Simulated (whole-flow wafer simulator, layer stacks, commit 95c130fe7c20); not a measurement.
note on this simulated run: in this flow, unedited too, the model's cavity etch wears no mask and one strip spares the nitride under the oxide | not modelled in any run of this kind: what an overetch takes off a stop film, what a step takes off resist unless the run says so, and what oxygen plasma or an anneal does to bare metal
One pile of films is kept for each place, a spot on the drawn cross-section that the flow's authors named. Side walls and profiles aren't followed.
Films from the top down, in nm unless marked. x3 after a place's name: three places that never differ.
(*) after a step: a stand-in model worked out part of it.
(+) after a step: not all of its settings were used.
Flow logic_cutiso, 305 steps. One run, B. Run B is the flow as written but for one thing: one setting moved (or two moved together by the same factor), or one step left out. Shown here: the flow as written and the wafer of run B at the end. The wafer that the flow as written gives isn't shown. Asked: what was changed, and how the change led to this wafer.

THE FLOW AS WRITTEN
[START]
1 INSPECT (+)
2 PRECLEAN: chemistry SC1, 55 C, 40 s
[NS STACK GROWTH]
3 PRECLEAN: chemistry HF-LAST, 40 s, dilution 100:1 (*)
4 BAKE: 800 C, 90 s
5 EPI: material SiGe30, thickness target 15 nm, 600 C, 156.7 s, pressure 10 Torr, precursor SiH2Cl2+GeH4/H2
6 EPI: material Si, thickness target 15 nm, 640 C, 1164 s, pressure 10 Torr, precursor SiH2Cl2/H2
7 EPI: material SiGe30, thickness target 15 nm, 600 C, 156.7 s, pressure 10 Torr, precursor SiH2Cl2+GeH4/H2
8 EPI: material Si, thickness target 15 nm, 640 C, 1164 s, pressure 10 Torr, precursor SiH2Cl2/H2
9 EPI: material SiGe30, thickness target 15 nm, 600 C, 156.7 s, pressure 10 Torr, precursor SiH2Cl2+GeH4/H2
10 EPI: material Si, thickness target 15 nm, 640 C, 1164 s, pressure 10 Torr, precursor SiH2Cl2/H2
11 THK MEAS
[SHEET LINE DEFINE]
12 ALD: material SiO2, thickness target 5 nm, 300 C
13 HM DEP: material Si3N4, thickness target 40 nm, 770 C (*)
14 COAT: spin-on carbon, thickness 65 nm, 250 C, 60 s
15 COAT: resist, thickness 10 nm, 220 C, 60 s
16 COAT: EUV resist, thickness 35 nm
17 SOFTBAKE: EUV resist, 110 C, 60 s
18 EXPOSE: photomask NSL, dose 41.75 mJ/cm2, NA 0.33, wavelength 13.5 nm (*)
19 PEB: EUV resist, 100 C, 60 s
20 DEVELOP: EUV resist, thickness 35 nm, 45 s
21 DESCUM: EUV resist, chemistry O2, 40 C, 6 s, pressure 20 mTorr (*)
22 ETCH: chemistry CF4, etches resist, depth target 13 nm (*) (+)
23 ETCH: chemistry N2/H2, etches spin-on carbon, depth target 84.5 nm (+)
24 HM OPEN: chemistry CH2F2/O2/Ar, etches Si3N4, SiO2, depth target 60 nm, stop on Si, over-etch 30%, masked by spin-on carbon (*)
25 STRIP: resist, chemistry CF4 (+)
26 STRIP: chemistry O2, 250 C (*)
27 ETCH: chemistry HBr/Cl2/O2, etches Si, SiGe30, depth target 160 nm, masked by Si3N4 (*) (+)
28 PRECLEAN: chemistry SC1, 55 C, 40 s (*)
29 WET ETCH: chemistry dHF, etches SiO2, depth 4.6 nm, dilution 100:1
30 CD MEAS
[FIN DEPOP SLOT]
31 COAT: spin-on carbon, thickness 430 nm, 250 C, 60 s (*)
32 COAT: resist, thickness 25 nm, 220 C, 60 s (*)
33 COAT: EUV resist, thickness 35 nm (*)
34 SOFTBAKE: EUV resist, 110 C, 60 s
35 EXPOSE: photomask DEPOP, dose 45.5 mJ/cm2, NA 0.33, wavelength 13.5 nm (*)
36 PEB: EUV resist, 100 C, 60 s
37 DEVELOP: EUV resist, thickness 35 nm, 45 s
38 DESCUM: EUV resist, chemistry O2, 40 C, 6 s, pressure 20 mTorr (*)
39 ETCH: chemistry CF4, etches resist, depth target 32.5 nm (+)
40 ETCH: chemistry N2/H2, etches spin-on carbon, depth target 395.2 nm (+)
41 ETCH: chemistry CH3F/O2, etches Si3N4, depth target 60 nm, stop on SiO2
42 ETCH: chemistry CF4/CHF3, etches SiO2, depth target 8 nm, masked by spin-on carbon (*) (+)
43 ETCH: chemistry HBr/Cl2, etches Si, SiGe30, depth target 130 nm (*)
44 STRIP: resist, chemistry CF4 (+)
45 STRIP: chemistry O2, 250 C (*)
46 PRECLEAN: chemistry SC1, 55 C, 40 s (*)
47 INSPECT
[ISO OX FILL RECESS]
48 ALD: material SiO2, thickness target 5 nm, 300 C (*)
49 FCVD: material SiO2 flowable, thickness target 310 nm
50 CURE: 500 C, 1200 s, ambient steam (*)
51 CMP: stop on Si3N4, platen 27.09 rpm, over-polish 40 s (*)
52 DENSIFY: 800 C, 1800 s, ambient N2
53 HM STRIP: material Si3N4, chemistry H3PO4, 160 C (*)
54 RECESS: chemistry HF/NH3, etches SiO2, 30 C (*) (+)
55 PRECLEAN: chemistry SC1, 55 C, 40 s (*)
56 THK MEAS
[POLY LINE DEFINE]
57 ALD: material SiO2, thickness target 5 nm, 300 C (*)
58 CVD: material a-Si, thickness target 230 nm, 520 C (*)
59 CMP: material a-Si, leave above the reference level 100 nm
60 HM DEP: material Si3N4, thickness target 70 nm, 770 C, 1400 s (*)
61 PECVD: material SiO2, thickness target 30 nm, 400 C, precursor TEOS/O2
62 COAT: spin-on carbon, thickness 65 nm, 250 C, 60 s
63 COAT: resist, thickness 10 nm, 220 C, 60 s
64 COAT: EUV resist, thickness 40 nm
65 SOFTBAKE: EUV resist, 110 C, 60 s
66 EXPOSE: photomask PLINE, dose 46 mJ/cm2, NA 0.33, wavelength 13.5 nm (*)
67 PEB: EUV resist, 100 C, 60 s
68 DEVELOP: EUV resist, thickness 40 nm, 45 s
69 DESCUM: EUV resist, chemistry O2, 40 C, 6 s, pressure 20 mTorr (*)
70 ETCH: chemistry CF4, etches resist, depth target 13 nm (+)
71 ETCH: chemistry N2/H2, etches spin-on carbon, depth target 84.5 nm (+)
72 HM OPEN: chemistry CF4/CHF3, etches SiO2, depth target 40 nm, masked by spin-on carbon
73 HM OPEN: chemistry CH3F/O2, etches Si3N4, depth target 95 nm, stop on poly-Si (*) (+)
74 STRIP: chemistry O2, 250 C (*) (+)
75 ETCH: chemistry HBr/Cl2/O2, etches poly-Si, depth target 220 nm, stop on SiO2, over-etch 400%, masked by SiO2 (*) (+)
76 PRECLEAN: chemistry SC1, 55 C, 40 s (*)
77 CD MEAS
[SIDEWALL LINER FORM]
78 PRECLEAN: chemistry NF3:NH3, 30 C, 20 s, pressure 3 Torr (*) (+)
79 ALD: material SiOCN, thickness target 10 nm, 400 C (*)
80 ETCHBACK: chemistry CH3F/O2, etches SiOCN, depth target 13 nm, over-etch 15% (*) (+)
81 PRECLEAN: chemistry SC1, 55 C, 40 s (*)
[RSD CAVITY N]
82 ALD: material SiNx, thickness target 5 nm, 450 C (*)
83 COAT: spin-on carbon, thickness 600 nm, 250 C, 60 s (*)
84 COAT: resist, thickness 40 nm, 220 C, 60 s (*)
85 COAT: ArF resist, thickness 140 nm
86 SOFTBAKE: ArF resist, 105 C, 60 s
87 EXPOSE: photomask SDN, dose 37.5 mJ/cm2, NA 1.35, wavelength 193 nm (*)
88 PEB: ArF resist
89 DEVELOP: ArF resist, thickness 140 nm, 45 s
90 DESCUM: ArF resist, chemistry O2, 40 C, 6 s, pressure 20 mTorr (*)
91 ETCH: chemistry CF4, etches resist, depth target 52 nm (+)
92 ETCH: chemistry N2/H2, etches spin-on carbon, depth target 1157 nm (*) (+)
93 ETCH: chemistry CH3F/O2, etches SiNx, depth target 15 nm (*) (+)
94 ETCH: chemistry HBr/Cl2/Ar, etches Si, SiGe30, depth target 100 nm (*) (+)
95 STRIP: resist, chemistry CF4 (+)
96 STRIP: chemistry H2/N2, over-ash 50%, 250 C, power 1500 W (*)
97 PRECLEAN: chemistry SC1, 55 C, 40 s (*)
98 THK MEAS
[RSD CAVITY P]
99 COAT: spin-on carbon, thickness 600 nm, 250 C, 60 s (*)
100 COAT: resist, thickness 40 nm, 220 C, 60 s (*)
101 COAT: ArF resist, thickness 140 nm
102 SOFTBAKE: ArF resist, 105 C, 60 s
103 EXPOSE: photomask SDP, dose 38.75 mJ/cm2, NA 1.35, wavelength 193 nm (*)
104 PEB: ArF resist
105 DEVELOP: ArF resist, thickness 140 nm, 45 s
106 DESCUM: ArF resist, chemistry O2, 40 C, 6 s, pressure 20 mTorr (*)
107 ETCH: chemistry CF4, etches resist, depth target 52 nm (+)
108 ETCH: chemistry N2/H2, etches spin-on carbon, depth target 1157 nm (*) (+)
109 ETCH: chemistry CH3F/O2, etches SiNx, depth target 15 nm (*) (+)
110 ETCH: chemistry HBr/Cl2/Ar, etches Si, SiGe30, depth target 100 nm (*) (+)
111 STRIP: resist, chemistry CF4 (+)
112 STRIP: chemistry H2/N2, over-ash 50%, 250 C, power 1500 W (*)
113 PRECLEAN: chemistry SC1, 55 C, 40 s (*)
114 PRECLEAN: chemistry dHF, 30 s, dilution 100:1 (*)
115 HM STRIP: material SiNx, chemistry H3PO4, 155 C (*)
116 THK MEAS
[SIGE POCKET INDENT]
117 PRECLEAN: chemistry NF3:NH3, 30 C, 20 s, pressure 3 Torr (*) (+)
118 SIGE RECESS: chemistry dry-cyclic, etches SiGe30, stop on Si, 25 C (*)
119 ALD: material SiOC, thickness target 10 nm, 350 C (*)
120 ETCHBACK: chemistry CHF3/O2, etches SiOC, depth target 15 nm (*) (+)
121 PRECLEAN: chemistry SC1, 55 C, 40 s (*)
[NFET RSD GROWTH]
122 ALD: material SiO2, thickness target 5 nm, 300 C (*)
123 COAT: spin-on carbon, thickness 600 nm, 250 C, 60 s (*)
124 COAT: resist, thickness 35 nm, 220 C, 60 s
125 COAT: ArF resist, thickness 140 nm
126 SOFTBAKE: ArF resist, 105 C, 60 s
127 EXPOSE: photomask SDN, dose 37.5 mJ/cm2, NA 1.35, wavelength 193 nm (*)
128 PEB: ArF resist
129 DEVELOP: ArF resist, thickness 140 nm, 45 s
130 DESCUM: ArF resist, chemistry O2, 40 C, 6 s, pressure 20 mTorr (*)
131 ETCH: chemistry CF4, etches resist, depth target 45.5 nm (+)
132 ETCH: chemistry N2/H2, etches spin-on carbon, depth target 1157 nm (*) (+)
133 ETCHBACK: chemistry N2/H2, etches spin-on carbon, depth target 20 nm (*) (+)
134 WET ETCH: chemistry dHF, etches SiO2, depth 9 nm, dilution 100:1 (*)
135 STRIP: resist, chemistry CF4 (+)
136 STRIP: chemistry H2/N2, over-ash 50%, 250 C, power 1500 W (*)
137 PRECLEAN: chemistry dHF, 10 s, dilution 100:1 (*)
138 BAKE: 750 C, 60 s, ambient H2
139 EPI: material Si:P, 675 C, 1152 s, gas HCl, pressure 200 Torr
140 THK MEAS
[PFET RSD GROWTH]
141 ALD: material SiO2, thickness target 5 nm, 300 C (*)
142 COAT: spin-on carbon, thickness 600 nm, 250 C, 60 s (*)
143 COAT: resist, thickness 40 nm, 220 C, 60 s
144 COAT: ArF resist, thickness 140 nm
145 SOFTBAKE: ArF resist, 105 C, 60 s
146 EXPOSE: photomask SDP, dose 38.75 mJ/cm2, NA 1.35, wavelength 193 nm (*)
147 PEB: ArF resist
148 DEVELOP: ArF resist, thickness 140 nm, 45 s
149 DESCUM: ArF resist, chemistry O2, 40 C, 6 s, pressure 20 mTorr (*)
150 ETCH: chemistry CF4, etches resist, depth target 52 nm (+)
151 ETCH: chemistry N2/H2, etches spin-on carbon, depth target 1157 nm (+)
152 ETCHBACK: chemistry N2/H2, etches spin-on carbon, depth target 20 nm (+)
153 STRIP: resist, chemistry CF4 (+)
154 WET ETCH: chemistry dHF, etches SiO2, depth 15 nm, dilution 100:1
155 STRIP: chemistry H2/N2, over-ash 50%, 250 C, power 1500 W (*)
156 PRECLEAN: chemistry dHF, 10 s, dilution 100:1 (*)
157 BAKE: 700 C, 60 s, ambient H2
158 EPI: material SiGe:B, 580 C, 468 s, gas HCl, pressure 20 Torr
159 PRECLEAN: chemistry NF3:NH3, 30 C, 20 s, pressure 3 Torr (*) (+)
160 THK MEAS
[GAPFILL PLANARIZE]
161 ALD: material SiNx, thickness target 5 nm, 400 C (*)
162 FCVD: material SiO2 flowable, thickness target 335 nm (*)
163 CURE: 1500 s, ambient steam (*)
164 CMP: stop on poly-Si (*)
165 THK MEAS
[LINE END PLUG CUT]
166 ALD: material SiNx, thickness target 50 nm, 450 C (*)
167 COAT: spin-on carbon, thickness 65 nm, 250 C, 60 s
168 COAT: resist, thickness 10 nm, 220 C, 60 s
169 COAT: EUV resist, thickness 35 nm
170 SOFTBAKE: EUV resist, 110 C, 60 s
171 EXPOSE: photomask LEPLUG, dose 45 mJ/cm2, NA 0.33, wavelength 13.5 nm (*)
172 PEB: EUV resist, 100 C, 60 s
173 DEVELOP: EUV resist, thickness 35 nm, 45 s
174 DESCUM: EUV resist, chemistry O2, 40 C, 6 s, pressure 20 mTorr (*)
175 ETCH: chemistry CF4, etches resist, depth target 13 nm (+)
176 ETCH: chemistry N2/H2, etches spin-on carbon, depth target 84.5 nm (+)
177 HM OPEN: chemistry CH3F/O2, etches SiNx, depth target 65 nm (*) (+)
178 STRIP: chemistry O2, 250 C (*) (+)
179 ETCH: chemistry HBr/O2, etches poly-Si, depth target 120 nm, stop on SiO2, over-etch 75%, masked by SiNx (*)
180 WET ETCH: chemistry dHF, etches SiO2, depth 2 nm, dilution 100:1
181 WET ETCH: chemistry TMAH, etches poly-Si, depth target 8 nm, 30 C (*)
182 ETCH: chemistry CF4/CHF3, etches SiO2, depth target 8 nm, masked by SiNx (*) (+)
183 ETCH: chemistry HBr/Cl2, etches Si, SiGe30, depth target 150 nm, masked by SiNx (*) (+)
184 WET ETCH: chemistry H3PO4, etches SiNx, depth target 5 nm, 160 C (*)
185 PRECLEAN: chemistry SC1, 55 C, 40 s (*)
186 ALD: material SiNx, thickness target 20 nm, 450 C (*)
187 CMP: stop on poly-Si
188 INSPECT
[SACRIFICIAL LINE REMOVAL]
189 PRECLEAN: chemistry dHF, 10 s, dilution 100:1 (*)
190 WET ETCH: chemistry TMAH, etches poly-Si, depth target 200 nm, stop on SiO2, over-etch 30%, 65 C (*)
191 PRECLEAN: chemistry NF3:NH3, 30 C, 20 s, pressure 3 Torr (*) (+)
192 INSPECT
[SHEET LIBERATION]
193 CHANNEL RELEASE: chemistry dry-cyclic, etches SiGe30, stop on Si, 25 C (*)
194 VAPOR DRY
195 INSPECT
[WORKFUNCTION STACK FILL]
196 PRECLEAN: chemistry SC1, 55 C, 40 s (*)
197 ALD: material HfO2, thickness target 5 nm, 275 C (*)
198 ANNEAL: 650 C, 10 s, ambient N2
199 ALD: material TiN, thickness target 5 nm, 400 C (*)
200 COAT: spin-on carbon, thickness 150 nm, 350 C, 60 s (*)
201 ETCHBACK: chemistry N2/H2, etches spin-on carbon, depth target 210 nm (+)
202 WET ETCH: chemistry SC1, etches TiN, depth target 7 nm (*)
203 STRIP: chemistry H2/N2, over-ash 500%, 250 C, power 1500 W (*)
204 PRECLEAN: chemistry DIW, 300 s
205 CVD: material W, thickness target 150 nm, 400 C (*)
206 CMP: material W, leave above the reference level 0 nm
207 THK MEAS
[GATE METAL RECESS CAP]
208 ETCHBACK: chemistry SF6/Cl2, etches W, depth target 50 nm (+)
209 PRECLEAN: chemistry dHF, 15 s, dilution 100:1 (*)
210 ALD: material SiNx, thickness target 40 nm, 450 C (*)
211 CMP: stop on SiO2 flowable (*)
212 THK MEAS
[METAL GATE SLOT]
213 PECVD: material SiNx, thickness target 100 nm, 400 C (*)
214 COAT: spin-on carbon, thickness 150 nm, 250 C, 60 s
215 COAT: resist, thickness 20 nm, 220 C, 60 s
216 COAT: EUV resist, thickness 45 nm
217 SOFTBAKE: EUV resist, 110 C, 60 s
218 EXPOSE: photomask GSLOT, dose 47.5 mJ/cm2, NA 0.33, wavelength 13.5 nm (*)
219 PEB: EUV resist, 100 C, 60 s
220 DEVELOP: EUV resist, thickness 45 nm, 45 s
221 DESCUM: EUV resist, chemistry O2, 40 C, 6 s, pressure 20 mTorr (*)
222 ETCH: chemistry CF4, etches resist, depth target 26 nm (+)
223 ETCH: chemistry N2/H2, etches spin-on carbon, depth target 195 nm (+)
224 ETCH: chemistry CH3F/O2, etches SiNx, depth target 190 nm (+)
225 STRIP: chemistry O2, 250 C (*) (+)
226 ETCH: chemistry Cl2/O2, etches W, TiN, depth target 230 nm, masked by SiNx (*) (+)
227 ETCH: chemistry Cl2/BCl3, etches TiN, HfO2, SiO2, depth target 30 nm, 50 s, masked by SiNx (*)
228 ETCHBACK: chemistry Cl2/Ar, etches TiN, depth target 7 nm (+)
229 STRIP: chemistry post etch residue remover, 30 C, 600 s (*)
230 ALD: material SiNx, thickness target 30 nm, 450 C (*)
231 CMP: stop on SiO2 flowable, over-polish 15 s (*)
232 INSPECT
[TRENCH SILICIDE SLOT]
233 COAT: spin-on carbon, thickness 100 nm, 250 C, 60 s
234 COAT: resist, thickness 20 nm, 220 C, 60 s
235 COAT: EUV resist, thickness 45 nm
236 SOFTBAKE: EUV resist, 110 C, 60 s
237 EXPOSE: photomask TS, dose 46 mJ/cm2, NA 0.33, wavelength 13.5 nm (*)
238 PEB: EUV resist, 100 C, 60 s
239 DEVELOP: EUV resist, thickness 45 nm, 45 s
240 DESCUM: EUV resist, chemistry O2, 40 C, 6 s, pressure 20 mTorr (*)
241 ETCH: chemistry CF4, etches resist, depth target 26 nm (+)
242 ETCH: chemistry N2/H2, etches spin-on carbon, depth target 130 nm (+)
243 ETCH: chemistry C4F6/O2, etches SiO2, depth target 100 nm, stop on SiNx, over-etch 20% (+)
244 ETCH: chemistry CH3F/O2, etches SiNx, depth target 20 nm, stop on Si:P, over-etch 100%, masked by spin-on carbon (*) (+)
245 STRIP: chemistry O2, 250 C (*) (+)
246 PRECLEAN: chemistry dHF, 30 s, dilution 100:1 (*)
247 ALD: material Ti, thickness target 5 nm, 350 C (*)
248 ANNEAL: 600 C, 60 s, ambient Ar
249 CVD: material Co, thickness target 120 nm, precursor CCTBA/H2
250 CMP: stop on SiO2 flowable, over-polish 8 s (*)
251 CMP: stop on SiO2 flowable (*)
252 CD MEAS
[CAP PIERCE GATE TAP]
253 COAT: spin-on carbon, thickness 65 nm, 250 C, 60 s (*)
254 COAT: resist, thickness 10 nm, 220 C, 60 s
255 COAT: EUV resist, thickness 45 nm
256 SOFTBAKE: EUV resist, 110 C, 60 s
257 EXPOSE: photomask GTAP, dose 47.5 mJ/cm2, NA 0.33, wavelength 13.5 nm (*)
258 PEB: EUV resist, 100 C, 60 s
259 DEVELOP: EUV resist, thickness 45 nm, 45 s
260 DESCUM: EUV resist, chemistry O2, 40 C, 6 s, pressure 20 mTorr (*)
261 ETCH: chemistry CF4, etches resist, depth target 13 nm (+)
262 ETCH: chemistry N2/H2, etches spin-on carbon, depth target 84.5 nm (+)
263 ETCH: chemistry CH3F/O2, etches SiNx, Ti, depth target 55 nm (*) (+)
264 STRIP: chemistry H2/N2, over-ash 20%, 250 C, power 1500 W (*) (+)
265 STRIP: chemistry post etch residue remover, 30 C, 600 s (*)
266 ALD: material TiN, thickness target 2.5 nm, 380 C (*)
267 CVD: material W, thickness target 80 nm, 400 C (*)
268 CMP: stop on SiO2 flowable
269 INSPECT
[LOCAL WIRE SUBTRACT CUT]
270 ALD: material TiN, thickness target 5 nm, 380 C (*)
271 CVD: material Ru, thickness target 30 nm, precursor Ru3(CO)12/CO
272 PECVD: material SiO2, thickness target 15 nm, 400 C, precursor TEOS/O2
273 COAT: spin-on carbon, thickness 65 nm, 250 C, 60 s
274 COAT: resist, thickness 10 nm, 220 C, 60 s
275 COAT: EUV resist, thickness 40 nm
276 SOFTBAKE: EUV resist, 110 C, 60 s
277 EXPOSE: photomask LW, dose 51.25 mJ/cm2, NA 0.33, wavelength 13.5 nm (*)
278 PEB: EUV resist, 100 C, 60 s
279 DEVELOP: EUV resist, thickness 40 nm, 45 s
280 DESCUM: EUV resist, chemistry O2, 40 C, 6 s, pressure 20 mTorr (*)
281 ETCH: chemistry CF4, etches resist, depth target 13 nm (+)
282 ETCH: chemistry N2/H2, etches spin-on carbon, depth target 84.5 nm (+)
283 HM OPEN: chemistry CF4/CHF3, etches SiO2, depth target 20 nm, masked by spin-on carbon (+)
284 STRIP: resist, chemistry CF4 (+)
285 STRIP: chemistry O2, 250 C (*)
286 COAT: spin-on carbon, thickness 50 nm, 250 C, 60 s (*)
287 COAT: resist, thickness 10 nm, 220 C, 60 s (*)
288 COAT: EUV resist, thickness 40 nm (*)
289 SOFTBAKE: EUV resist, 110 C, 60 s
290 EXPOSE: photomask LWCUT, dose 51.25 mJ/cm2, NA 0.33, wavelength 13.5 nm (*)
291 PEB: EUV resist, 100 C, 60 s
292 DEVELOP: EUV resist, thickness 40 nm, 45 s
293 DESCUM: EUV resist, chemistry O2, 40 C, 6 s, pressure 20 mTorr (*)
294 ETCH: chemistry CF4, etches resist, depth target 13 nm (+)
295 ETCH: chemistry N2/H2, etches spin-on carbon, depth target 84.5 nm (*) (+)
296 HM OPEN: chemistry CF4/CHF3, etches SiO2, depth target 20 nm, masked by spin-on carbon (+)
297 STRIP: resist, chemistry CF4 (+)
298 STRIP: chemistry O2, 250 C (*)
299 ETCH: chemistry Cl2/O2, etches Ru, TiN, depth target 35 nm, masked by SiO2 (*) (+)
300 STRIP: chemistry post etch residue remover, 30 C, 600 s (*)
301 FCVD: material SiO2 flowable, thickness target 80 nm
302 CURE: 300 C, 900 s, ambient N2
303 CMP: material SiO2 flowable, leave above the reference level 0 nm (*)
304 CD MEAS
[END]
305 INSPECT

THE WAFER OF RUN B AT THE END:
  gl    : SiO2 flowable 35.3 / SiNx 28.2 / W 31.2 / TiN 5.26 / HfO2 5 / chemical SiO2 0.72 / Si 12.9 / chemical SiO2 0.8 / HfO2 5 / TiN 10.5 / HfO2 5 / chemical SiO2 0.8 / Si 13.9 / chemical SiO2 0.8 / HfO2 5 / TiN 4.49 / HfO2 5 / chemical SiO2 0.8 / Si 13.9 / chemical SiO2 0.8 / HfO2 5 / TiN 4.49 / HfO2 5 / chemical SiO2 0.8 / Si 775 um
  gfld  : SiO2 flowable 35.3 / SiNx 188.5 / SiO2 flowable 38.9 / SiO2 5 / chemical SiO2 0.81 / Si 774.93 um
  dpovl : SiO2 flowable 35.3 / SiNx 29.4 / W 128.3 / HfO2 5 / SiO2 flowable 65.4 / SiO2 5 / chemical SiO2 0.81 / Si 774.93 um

The cause: step 9, EPI: 219.4 s was run, where the flow has 156.7 s.

How the change led to this, step by step:
  9 EPI: material SiGe30, thickness target 15 nm, 600 C, 156.7 s, pressure 10 Torr, precursor SiH2Cl2+GeH4/H2
      depop, dpovl, gfld and 19 more: SiGe30 +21 (new film) (as written it would be: SiGe30 +15 (new film))
  27 ETCH: chemistry HBr/Cl2/O2, etches Si, SiGe30, depth target 160 nm, masked by Si3N4 (*) (+)
      gfld, gxf, iso, lnri: chemical SiO2 -0.79 (all of it), Si -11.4 (all of it), SiGe30 -21 (all of it), Si -15 (all of it), SiGe30 -15 (all of it), Si -15 (all of it), SiGe30 -15 (all of it), Si -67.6 (as written it would be: chemical SiO2 -0.79 (all of it), Si -11.4 (all of it), SiGe30 -15 (all of it), Si -15 (all of it), SiGe30 -15 (all of it), Si -15 (all of it), SiGe30 -15 (all of it), Si -73.6)
      dpovl, nsgap: chemical SiO2 -0.79 (all of it), Si -11.8 (all of it), SiGe30 -21 (all of it), Si -15 (all of it), SiGe30 -15 (all of it), Si -15 (all of it), SiGe30 -15 (all of it), Si -67.2 (as written it would be: chemical SiO2 -0.79 (all of it), Si -11.8 (all of it), SiGe30 -15 (all of it), Si -15 (all of it), SiGe30 -15 (all of it), Si -15 (all of it), SiGe30 -15 (all of it), Si -73.2)
      (and at 1 more place)
  43 ETCH: chemistry HBr/Cl2, etches Si, SiGe30, depth target 130 nm (*)
      depop: Si -14 (all of it), SiGe30 -21 (all of it), Si -15 (all of it), SiGe30 -15 (all of it), Si -15 (all of it), SiGe30 -15 (all of it), Si -35 (as written it would be: Si -14 (all of it), SiGe30 -15 (all of it), Si -15 (all of it), SiGe30 -15 (all of it), Si -15 (all of it), SiGe30 -15 (all of it), Si -41)
  94 ETCH: chemistry HBr/Cl2/Ar, etches Si, SiGe30, depth target 100 nm (*) (+)
      rsdn, rsdx: chemical SiO2 -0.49 (all of it), Si -12.8 (all of it), SiGe30 -21 (all of it), Si -15 (all of it), SiGe30 -15 (all of it), Si -15 (all of it), SiGe30 -15 (all of it), Si -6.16 (as written it would be: chemical SiO2 -0.49 (all of it), Si -12.8 (all of it), SiGe30 -15 (all of it), Si -15 (all of it), SiGe30 -15 (all of it), Si -15 (all of it), SiGe30 -15 (all of it), Si -12.2)
  110 ETCH: chemistry HBr/Cl2/Ar, etches Si, SiGe30, depth target 100 nm (*) (+)
      rsdp, rsdw: chemical SiO2 -0.49 (all of it), Si -12.8 (all of it), SiGe30 -21 (all of it), Si -15 (all of it), SiGe30 -15 (all of it), Si -15 (all of it), SiGe30 -15 (all of it), Si -6.16 (as written it would be: chemical SiO2 -0.49 (all of it), Si -12.8 (all of it), SiGe30 -15 (all of it), Si -15 (all of it), SiGe30 -15 (all of it), Si -15 (all of it), SiGe30 -15 (all of it), Si -12.2)
  118 SIGE RECESS: chemistry dry-cyclic, etches SiGe30, stop on Si, 25 C (*)
      lnr, lnrp, lnrt: SiOCN -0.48, Si -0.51, cavity +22 (new film), SiGe30 -21 (all of it), Si -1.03, cavity +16 (new film), SiGe30 -15 (all of it), Si -1.03, cavity +16 (new film), SiGe30 -15 (all of it), Si -0.51 (as written it would be: SiOCN -0.48, Si -0.51, cavity +16 (new film), SiGe30 -15 (all of it), Si -1.03, cavity +16 (new film), SiGe30 -15 (all of it), Si -1.03, cavity +16 (new film), SiGe30 -15 (all of it), Si -0.51)
  119 ALD: material SiOC, thickness target 10 nm, 350 C (*)
      lnr, lnrp, lnrt: SiOC +10 (new film), SiOC +22 (new film), cavity -22 (all of it), SiOC +16 (new film), cavity -16 (all of it), SiOC +16 (new film), cavity -16 (all of it) (as written it would be: SiOC +10 (new film), SiOC +16 (new film), cavity -16 (all of it), SiOC +16 (new film), cavity -16 (all of it), SiOC +16 (new film), cavity -16 (all of it))
  183 ETCH: chemistry HBr/Cl2, etches Si, SiGe30, depth target 150 nm, masked by SiNx (*) (+)
      plug: Si -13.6 (all of it), SiGe30 -21 (all of it), Si -15 (all of it), SiGe30 -15 (all of it), Si -15 (all of it), SiGe30 -15 (all of it), Si -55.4 (as written it would be: Si -13.6 (all of it), SiGe30 -15 (all of it), Si -15 (all of it), SiGe30 -15 (all of it), Si -15 (all of it), SiGe30 -15 (all of it), Si -61.4)
  193 CHANNEL RELEASE: chemistry dry-cyclic, etches SiGe30, stop on Si, 25 C (*)
      gl, glp, gxn, gxp, ns, tap: chemical SiO2 +0.8 (new film), Si -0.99, chemical SiO2 +0.8 (new film), cavity +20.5 (new film), chemical SiO2 +0.8 (new film), SiGe30 -21 (all of it), Si -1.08, chemical SiO2 +0.8 (new film), cavity +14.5 (new film), chemical SiO2 +0.8 (new film), SiGe30 -15 (all of it), Si -1.08, chemical SiO2 +0.8 (new film), cavity +14.5 (new film), chemical SiO2 +0.8 (new film), SiGe30 -15 (all of it), Si -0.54 (as written it would be: chemical SiO2 +0.8 (new film), Si -0.99, chemical SiO2 +0.8 (new film), cavity +14.5 (new film), chemical SiO2 +0.8 (new film), SiGe30 -15 (all of it), Si -1.08, chemical SiO2 +0.8 (new film), cavity +14.5 (new film), chemical SiO2 +0.8 (new film), SiGe30 -15 (all of it), Si -1.08, chemical SiO2 +0.8 (new film), cavity +14.5 (new film), chemical SiO2 +0.8 (new film), SiGe30 -15 (all of it), Si -0.54)
  199 ALD: material TiN, thickness target 5 nm, 400 C (*)
      gl, glp, tap: TiN +5.26 (new film), TiN +10.5 (new film), cavity -10.5 (all of it), TiN +4.49 (new film), cavity -4.49 (all of it), TiN +4.49 (new film), cavity -4.49 (all of it) (as written it would be: TiN +5.26 (new film), TiN +4.49 (new film), cavity -4.49 (all of it), TiN +4.49 (new film), cavity -4.49 (all of it), TiN +4.49 (new film), cavity -4.49 (all of it))
      gxn, gxp, ns: TiN +5 (new film), TiN +10.5 (new film), cavity -10.5 (all of it), TiN +4.49 (new film), cavity -4.49 (all of it), TiN +4.49 (new film), cavity -4.49 (all of it) (as written it would be: TiN +5 (new film), TiN +4.49 (new film), cavity -4.49 (all of it), TiN +4.49 (new film), cavity -4.49 (all of it), TiN +4.49 (new film), cavity -4.49 (all of it))
